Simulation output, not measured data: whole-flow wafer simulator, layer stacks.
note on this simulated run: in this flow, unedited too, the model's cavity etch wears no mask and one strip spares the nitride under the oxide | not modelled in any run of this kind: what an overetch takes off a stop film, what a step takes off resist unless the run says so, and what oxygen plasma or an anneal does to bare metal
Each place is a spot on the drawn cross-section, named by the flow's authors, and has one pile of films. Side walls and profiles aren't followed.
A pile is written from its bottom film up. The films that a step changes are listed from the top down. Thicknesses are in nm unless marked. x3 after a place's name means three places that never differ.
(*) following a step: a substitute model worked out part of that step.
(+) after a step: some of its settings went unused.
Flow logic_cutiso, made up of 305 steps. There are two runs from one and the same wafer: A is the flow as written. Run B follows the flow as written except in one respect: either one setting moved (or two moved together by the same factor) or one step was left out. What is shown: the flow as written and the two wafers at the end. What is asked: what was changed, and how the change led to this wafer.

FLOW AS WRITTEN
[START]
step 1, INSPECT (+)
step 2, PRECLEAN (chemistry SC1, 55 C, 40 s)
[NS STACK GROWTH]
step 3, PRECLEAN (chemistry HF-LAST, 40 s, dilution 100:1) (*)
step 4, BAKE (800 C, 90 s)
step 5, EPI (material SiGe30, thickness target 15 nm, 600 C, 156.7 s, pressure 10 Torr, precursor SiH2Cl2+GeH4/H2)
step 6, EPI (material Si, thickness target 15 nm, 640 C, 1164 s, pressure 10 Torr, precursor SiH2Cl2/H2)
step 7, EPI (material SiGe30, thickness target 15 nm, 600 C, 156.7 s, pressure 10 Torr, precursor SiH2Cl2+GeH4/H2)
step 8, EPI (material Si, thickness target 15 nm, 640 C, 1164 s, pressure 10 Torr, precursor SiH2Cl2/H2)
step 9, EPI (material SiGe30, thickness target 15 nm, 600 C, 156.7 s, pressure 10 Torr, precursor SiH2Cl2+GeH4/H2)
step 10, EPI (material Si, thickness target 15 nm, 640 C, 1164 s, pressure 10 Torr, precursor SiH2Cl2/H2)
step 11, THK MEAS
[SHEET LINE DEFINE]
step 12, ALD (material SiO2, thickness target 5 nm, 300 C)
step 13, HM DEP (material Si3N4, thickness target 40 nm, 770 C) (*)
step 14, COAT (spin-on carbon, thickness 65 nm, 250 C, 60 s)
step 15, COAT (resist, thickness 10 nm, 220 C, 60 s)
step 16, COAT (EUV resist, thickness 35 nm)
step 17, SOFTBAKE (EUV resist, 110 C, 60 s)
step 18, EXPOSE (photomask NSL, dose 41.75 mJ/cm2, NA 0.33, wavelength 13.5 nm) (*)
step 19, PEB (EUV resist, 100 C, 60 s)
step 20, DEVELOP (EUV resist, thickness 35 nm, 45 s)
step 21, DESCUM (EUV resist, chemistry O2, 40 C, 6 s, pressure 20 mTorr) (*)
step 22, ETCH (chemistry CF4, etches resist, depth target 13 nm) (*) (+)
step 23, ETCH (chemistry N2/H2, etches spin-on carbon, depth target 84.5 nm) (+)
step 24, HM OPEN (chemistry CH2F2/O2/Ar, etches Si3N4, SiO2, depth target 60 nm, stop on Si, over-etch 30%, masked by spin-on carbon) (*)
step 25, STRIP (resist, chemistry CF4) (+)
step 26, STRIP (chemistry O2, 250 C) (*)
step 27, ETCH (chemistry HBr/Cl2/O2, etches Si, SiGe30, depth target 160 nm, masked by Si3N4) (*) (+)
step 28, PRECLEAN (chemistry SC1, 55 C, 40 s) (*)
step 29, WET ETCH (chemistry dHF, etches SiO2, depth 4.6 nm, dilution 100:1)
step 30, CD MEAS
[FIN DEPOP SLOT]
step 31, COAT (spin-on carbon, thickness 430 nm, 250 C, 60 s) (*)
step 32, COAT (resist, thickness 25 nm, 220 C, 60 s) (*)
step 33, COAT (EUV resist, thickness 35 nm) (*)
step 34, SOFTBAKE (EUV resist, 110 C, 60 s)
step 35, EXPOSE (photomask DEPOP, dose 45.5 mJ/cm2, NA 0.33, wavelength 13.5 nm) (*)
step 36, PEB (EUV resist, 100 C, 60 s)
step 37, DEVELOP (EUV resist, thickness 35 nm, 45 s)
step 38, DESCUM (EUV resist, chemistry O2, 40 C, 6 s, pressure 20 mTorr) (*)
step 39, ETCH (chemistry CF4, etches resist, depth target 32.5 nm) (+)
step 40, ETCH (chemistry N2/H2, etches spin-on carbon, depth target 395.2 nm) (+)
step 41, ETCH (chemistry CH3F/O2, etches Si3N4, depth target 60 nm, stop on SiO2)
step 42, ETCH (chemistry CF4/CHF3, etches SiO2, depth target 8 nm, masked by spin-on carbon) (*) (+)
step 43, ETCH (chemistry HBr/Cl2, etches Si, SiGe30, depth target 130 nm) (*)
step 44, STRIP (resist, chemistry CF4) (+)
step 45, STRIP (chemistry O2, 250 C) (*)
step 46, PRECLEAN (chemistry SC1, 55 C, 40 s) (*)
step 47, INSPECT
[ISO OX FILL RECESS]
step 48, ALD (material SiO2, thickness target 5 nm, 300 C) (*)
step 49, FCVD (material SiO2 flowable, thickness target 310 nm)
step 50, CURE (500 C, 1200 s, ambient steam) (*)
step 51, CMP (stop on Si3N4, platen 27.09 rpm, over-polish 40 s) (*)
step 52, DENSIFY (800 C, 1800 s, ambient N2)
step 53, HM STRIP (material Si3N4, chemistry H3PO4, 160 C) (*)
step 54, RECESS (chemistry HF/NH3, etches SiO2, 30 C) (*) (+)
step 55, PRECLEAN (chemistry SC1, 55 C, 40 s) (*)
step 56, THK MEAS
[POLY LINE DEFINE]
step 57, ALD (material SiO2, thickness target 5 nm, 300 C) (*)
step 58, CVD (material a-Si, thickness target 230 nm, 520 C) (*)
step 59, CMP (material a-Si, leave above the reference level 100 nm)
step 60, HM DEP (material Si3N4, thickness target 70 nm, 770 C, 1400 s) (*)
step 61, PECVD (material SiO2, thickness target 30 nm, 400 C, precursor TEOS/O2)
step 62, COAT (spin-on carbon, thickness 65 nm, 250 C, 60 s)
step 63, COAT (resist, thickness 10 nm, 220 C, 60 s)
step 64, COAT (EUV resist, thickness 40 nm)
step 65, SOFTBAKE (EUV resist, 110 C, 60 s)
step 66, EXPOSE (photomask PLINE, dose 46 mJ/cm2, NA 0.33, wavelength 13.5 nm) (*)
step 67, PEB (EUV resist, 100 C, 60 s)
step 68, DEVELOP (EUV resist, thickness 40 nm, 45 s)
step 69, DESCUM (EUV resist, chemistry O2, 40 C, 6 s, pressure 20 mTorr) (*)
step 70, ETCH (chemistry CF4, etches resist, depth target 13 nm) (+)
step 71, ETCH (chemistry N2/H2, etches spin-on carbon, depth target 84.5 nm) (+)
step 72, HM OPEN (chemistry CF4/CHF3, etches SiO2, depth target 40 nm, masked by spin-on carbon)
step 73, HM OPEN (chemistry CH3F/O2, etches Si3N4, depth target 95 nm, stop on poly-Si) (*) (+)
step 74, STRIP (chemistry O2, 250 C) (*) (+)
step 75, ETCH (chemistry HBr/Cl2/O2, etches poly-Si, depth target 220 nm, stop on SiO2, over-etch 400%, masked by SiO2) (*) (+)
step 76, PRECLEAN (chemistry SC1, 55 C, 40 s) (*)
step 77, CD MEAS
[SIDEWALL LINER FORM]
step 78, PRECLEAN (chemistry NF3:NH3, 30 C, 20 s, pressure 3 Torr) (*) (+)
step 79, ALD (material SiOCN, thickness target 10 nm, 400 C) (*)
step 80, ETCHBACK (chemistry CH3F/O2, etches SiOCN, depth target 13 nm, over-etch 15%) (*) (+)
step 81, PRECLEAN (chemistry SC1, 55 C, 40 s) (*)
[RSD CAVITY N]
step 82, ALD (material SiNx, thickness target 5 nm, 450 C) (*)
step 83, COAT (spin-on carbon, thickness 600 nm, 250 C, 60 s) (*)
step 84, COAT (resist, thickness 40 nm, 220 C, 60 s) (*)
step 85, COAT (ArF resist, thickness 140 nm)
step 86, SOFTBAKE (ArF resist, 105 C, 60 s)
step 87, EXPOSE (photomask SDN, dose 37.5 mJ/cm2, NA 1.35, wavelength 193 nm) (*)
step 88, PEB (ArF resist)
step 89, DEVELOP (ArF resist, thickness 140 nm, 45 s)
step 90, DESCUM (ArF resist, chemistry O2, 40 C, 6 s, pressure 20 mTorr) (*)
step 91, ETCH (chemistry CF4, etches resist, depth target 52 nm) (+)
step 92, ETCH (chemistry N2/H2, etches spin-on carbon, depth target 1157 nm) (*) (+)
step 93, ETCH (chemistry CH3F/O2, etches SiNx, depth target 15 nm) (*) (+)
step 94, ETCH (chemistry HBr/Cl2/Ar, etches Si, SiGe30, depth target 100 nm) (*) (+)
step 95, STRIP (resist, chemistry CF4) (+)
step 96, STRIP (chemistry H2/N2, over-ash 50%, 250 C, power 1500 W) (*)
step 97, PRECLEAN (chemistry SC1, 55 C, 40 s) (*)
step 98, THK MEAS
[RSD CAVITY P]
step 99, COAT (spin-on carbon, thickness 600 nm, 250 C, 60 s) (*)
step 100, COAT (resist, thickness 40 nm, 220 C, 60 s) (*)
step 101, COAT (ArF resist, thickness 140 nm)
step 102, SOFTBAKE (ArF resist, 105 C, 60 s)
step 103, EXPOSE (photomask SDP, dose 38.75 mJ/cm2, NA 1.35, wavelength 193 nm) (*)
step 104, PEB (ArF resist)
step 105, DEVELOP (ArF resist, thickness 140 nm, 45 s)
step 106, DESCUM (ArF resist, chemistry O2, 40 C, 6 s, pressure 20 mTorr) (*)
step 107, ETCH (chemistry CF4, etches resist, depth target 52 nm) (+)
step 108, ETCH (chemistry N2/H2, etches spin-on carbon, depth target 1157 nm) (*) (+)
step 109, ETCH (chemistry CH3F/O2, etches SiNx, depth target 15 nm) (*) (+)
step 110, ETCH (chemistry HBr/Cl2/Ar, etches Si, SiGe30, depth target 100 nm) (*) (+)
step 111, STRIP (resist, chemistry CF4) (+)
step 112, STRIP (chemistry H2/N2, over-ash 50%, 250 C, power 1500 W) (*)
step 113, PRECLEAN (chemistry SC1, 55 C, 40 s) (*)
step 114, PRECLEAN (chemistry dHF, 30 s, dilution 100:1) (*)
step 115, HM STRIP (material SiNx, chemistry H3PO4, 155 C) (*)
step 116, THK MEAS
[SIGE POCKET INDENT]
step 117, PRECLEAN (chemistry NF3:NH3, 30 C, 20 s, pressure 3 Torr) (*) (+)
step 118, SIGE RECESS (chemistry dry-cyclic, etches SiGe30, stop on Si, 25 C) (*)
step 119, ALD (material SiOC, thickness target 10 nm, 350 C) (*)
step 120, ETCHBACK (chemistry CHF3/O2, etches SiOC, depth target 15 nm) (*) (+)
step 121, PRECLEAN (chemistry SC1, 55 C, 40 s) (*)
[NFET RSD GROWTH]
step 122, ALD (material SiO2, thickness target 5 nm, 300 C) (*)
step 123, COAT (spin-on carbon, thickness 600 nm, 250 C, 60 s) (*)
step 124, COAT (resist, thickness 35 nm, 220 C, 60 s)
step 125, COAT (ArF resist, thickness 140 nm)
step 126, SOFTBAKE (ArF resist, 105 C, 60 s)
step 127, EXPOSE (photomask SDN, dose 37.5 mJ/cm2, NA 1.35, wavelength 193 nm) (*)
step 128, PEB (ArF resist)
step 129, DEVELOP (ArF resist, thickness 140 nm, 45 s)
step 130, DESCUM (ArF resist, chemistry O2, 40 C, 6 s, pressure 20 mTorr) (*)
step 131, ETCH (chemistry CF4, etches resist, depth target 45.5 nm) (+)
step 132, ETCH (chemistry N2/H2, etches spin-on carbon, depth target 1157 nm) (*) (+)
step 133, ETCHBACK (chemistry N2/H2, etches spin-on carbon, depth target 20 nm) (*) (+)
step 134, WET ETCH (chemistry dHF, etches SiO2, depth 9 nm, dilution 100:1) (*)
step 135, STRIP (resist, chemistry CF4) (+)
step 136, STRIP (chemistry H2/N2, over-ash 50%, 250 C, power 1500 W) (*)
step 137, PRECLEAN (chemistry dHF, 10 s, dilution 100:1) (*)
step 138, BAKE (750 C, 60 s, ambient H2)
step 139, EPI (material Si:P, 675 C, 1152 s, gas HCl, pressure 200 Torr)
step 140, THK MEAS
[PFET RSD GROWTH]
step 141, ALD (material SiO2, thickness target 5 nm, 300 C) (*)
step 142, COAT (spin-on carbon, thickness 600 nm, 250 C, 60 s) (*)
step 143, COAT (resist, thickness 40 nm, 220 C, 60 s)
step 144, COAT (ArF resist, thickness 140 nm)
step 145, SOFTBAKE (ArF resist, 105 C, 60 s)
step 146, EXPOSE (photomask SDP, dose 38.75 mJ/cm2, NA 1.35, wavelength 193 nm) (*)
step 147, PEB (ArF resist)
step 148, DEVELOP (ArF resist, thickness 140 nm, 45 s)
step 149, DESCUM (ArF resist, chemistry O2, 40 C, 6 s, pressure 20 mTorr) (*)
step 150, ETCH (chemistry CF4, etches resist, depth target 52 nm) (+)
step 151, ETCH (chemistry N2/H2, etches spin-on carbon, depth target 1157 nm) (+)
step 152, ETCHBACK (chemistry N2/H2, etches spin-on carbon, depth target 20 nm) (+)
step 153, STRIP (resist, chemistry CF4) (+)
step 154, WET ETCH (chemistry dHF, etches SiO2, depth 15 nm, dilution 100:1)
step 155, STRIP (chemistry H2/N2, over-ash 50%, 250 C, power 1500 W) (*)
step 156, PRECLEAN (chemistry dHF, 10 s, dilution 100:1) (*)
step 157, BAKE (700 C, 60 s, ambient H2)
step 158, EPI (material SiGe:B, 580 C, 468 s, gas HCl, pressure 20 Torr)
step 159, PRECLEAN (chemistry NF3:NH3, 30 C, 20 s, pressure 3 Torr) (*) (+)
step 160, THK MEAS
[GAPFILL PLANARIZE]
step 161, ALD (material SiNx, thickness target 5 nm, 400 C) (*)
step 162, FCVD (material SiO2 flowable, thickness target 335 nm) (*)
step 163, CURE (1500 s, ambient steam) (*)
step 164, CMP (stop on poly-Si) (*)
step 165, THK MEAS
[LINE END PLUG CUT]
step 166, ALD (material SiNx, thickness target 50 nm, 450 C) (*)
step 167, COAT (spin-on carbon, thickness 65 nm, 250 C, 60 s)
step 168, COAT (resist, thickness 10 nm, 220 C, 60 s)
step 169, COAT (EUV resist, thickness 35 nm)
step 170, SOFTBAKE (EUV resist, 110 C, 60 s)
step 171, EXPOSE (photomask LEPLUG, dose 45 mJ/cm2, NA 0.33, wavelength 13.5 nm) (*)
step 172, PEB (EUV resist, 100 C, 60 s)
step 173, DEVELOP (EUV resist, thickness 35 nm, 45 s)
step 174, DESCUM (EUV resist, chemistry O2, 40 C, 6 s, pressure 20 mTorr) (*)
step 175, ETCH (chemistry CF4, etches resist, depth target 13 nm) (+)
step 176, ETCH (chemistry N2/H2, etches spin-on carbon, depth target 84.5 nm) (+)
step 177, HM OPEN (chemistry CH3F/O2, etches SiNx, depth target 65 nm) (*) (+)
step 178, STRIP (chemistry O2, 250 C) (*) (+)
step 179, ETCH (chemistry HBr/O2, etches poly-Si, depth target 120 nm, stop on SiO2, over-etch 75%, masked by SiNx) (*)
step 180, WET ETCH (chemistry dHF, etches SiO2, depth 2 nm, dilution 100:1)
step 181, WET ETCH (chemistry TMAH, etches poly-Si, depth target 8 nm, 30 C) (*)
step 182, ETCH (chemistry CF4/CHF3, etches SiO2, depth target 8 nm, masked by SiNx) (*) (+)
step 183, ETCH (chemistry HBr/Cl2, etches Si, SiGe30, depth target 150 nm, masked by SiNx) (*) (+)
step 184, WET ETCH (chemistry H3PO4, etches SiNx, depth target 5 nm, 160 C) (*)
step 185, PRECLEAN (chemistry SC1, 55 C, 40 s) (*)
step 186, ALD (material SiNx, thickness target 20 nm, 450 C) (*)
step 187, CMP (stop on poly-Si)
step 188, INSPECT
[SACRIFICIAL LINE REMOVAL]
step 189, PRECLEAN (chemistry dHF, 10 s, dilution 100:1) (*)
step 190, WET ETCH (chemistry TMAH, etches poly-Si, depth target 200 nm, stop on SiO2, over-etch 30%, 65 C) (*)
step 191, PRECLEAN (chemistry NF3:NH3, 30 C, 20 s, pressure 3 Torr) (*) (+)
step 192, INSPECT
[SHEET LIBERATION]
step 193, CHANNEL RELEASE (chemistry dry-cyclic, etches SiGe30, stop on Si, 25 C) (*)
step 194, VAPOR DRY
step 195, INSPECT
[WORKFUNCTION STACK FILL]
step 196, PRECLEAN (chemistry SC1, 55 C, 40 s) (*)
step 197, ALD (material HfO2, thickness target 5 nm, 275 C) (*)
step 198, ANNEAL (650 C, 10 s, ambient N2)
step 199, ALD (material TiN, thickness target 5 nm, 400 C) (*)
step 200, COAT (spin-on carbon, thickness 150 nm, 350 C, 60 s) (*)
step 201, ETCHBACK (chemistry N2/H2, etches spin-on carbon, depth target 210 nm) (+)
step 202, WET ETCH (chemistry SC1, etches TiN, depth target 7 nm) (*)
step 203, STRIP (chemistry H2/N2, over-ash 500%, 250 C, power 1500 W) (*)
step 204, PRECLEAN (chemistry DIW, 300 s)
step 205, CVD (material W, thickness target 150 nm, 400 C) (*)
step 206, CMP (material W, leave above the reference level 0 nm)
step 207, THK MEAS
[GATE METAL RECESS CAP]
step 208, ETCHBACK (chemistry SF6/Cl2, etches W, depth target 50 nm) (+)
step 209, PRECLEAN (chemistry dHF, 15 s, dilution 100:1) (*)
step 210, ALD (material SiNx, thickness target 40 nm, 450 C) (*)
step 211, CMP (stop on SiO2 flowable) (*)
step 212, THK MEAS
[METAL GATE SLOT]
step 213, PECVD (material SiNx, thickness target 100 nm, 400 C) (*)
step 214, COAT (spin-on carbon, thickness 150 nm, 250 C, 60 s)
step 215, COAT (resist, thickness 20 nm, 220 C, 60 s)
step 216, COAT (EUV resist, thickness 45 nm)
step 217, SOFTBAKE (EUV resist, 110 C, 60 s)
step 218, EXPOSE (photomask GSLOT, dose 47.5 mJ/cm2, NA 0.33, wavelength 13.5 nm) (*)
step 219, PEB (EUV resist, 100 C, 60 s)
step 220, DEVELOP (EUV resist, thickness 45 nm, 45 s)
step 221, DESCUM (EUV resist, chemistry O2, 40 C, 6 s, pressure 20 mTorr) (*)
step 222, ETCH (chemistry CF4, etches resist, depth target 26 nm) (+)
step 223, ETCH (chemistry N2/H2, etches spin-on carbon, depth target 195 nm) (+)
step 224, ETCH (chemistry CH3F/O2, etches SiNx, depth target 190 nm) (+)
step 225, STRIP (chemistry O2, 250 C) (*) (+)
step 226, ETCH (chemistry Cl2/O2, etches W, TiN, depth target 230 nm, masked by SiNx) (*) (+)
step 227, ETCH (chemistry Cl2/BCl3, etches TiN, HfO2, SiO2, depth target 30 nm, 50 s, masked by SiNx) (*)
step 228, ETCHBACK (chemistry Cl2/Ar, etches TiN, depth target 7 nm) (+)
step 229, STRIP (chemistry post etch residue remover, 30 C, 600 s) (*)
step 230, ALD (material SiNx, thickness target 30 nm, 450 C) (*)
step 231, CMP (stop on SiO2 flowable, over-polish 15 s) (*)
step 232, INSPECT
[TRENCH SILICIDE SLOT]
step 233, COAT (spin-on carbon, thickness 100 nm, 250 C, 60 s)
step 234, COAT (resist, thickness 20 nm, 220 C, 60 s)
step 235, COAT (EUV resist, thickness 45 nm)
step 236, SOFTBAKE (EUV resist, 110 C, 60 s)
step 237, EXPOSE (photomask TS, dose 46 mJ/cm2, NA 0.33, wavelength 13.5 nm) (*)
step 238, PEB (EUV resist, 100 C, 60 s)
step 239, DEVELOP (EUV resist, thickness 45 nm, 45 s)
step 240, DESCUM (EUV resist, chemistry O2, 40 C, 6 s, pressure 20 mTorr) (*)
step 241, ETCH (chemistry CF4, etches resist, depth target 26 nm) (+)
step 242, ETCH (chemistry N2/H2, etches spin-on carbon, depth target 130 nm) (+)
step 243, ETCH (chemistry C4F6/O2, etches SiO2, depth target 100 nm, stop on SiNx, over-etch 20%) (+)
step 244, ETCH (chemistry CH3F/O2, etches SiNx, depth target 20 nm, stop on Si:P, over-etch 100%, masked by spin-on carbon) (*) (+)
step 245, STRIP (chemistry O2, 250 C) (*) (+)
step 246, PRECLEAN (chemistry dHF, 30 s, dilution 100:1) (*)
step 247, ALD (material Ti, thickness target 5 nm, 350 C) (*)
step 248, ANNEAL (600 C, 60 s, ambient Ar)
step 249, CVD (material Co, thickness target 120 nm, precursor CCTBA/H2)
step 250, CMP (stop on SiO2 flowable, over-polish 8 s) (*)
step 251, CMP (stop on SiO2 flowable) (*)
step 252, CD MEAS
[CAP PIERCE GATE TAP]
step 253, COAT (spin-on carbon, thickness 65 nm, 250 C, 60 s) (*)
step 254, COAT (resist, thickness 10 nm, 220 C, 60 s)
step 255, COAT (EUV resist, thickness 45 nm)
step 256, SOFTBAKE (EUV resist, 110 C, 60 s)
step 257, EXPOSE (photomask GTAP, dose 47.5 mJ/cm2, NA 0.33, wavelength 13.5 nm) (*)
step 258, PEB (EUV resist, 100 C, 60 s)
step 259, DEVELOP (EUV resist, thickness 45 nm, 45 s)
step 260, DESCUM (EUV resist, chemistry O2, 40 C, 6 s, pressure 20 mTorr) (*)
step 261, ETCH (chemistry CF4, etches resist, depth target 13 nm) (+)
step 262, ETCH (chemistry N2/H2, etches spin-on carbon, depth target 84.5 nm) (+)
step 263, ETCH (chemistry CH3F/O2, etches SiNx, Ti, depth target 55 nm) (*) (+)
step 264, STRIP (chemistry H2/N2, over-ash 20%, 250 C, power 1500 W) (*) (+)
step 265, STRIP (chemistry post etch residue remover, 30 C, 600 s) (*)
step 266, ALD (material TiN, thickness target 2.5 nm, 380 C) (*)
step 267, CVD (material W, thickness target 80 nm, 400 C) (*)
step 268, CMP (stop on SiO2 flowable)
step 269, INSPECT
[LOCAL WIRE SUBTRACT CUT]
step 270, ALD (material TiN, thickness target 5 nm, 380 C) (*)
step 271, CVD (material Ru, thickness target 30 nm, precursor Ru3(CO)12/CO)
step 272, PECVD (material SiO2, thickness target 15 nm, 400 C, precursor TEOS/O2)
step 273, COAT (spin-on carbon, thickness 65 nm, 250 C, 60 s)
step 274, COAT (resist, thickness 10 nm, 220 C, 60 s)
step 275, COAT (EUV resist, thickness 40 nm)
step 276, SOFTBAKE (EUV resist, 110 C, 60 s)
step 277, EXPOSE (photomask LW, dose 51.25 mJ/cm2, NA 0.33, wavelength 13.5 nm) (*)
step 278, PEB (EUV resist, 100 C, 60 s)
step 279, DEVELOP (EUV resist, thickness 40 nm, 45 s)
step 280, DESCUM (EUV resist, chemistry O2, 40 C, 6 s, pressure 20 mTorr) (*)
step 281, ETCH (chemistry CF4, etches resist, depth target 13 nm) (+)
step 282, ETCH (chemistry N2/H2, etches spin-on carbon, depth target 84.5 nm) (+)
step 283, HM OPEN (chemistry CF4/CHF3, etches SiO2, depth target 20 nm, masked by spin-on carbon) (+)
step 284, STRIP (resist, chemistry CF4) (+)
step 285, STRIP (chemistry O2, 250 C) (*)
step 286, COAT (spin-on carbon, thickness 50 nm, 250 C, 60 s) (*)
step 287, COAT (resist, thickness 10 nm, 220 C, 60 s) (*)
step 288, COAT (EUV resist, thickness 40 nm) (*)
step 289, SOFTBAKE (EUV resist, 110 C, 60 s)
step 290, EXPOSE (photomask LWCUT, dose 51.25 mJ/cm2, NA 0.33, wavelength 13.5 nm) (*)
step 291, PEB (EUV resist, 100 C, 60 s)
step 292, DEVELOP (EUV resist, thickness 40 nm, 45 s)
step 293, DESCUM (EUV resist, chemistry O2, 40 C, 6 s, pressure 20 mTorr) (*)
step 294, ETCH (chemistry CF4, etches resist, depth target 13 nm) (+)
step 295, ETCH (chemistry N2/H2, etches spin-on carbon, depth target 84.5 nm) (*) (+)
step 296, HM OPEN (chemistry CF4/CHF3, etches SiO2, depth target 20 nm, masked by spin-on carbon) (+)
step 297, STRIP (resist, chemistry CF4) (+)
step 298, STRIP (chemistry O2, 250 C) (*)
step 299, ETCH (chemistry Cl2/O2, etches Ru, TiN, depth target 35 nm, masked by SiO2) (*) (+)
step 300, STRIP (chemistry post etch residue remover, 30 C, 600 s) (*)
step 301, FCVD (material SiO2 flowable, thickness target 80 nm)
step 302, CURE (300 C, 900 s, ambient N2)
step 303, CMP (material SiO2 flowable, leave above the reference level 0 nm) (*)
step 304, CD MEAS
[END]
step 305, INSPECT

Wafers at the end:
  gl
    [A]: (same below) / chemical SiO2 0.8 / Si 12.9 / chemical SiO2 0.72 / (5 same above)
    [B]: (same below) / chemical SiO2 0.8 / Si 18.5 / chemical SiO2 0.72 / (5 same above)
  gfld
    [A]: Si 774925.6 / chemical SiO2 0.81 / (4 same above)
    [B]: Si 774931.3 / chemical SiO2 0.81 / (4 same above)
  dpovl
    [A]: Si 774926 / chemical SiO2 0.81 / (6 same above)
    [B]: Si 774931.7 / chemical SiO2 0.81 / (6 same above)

Cause: step 10, EPI: thickness target 20.6 nm was run, though the flow has thickness target 15 nm; step 10, EPI: 1601 s was run, where the flow has 1164 s.

Step by step, how the change led to this:
  step 10, EPI (material Si, thickness target 15 nm, 640 C, 1164 s, pressure 10 Torr, precursor SiH2Cl2/H2)
      depop, dpovl, gfld and 19 more: A Si gains 15 (new film) | B Si gains 20.6 (new film)
  step 27, ETCH (chemistry HBr/Cl2/O2, etches Si, SiGe30, depth target 160 nm, masked by Si3N4) (*) (+)
      gfld, gxf, iso, lnri: A chemical SiO2 loses 0.79 (all of it), Si loses 11.4 (all of it), SiGe30 loses 15 (all of it), Si loses 15 (all of it), SiGe30 loses 15 (all of it), Si loses 15 (all of it), SiGe30 loses 15 (all of it), Si loses 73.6 | B chemical SiO2 loses 0.79 (all of it), Si loses 17 (all of it), SiGe30 loses 15 (all of it), Si loses 15 (all of it), SiGe30 loses 15 (all of it), Si loses 15 (all of it), SiGe30 loses 15 (all of it), Si loses 68
      dpovl, nsgap: A chemical SiO2 loses 0.79 (all of it), Si loses 11.8 (all of it), SiGe30 loses 15 (all of it), Si loses 15 (all of it), SiGe30 loses 15 (all of it), Si loses 15 (all of it), SiGe30 loses 15 (all of it), Si loses 73.2 | B chemical SiO2 loses 0.79 (all of it), Si loses 17.4 (all of it), SiGe30 loses 15 (all of it), Si loses 15 (all of it), SiGe30 loses 15 (all of it), Si loses 15 (all of it), SiGe30 loses 15 (all of it), Si loses 67.6
      (also at 1 further place)
  step 43, ETCH (chemistry HBr/Cl2, etches Si, SiGe30, depth target 130 nm) (*)
      depop: A Si loses 14 (all of it), SiGe30 loses 15 (all of it), Si loses 15 (all of it), SiGe30 loses 15 (all of it), Si loses 15 (all of it), SiGe30 loses 15 (all of it), Si loses 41 | B Si loses 19.6 (all of it), SiGe30 loses 15 (all of it), Si loses 15 (all of it), SiGe30 loses 15 (all of it), Si loses 15 (all of it), SiGe30 loses 15 (all of it), Si loses 35.3
  step 94, ETCH (chemistry HBr/Cl2/Ar, etches Si, SiGe30, depth target 100 nm) (*) (+)
      rsdn, rsdx: A chemical SiO2 loses 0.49 (all of it), Si loses 12.8 (all of it), SiGe30 loses 15 (all of it), Si loses 15 (all of it), SiGe30 loses 15 (all of it), Si loses 15 (all of it), SiGe30 loses 15 (all of it), Si loses 12.2 | B chemical SiO2 loses 0.49 (all of it), Si loses 18.4 (all of it), SiGe30 loses 15 (all of it), Si loses 15 (all of it), SiGe30 loses 15 (all of it), Si loses 15 (all of it), SiGe30 loses 15 (all of it), Si loses 6.54
  step 110, ETCH (chemistry HBr/Cl2/Ar, etches Si, SiGe30, depth target 100 nm) (*) (+)
      rsdp, rsdw: A chemical SiO2 loses 0.49 (all of it), Si loses 12.8 (all of it), SiGe30 loses 15 (all of it), Si loses 15 (all of it), SiGe30 loses 15 (all of it), Si loses 15 (all of it), SiGe30 loses 15 (all of it), Si loses 12.2 | B chemical SiO2 loses 0.49 (all of it), Si loses 18.4 (all of it), SiGe30 loses 15 (all of it), Si loses 15 (all of it), SiGe30 loses 15 (all of it), Si loses 15 (all of it), SiGe30 loses 15 (all of it), Si loses 6.54
  step 183, ETCH (chemistry HBr/Cl2, etches Si, SiGe30, depth target 150 nm, masked by SiNx) (*) (+)
      plug: A Si loses 13.6 (all of it), SiGe30 loses 15 (all of it), Si loses 15 (all of it), SiGe30 loses 15 (all of it), Si loses 15 (all of it), SiGe30 loses 15 (all of it), Si loses 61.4 | B Si loses 19.2 (all of it), SiGe30 loses 15 (all of it), Si loses 15 (all of it), SiGe30 loses 15 (all of it), Si loses 15 (all of it), SiGe30 loses 15 (all of it), Si loses 55.8
